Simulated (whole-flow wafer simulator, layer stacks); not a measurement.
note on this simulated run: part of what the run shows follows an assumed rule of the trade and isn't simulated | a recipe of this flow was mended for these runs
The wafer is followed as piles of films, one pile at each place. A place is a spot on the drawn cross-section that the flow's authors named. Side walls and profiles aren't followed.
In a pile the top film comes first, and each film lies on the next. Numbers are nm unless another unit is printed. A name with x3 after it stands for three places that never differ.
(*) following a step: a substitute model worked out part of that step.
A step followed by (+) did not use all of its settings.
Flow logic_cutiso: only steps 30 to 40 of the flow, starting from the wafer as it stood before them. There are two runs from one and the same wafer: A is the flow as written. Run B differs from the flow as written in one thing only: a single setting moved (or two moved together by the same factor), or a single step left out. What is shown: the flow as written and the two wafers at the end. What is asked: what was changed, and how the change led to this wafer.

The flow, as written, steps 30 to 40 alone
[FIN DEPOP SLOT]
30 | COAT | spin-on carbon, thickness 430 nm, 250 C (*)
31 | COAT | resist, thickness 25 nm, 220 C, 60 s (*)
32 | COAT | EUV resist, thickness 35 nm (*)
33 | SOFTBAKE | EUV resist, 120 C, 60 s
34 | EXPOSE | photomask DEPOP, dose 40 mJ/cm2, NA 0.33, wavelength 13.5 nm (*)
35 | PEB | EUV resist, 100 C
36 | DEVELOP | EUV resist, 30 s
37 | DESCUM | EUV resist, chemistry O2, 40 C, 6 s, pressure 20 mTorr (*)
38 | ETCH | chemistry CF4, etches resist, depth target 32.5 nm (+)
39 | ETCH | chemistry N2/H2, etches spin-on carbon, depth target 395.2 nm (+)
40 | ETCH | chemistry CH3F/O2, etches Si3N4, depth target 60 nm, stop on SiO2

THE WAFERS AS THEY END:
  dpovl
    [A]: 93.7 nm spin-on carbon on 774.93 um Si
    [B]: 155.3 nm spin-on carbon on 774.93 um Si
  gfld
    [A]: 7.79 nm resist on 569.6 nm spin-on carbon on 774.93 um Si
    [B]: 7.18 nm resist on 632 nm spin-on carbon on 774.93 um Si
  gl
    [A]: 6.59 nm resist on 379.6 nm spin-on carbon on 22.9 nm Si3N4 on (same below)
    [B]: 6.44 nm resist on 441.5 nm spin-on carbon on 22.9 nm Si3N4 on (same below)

What caused this: step 30, COAT: thickness 492 nm was run, whereas the flow has thickness 430 nm.

Step by step, how the change led to this:
  30 | COAT | spin-on carbon, thickness 430 nm, 250 C (*)
      dpovl, isow, nsgap: A spin-on carbon gains 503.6 (new film) | B spin-on carbon gains 565.6 (new film)
      depop, ns: A spin-on carbon gains 312.3 (new film) | B spin-on carbon gains 374.3 (new film)
      (as well as at 17 more places)
  39 | ETCH | chemistry N2/H2, etches spin-on carbon, depth target 395.2 nm (+)
      depop: A spin-on carbon loses 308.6 (all of it), Si3N4 loses 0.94 | B spin-on carbon loses 370.5 (all of it), Si3N4 loses 0.27
  40 | ETCH | chemistry CH3F/O2, etches Si3N4, depth target 60 nm, stop on SiO2
      depop: A Si3N4 loses 22 (all of it), SiO2 loses 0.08 | B Si3N4 loses 22.7 (all of it), SiO2 loses 0.08
